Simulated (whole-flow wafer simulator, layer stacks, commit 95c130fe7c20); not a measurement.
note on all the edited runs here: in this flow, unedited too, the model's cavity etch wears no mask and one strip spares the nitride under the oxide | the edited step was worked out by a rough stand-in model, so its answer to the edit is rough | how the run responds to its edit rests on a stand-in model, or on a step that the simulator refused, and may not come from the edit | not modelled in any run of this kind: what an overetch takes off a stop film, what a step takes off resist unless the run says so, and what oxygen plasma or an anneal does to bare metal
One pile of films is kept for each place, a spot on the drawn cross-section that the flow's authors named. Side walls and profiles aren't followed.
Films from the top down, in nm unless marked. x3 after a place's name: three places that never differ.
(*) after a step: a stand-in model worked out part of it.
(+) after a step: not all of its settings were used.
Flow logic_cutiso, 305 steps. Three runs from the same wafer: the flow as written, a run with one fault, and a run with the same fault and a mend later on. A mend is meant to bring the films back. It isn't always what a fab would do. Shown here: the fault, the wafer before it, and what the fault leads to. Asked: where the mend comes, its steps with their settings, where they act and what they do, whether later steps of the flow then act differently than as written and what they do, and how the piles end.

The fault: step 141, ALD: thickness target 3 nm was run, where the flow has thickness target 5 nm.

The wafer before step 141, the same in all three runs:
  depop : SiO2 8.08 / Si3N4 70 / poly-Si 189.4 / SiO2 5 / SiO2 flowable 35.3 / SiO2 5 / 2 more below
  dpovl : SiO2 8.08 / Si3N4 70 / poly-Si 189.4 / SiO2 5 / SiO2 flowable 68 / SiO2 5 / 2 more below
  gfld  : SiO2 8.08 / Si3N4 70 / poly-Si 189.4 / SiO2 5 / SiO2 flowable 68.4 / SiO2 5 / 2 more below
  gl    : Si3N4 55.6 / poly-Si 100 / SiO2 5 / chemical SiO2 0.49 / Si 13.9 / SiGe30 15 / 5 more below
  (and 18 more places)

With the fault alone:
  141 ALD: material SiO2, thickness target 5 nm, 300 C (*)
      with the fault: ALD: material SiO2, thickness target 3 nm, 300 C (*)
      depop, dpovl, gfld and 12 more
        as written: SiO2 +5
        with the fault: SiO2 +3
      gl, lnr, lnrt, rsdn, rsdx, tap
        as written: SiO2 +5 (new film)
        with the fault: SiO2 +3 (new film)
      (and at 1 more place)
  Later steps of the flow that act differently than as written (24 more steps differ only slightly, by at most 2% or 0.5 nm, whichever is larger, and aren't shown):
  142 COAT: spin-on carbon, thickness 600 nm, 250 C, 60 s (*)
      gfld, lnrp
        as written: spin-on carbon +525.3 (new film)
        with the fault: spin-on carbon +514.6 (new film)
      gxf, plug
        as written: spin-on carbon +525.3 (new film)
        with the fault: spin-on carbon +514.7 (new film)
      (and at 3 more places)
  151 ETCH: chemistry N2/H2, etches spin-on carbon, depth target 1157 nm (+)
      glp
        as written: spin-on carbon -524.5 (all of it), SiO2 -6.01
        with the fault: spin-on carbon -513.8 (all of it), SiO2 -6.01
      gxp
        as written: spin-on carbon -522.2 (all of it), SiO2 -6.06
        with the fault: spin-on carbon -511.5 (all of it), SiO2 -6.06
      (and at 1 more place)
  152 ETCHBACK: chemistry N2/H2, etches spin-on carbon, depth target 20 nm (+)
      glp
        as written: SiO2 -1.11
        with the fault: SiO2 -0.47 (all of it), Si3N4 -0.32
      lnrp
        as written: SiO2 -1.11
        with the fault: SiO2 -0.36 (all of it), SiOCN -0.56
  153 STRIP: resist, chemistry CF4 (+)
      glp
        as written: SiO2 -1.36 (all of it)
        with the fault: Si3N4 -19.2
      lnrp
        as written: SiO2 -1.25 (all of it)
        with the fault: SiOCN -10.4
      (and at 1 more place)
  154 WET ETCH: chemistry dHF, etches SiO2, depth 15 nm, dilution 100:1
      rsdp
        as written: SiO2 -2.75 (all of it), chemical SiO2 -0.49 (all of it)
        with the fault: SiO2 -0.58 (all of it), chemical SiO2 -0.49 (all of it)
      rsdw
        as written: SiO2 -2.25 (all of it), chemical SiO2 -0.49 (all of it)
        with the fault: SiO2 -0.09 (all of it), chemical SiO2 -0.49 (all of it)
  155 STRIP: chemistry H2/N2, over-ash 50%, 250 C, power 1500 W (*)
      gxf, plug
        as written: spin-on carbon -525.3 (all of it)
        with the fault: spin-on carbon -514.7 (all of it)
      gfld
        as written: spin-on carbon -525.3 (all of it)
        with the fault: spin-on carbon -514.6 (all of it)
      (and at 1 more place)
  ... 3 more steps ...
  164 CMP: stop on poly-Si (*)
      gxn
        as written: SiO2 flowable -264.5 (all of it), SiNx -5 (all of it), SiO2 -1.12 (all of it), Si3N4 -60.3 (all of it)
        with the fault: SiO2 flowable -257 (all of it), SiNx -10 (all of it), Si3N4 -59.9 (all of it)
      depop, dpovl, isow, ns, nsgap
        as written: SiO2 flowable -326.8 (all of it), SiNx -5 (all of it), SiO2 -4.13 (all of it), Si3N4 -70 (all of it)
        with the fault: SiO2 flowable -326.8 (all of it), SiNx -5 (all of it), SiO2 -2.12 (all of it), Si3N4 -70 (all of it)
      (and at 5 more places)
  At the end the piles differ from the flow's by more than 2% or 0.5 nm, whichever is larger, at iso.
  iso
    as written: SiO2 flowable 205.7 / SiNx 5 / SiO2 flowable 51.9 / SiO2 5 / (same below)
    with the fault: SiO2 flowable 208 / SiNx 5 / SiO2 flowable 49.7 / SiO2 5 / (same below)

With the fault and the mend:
  The mend comes after step 141.
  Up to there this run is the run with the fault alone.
  141a ALD: material SiO2, thickness target 2 nm, 300 C (*) (the flow's step 141 once more, with other settings)
      depop, dpovl, gfld and 18 more
        SiO2 +2
      gxn
        SiO2 +7.13
  No later step of the flow acts differently than as written, at any place that is followed, by more than 2% or 0.5 nm, whichever is larger.
  At the end the piles are the same as the flow's at every place that both follow.
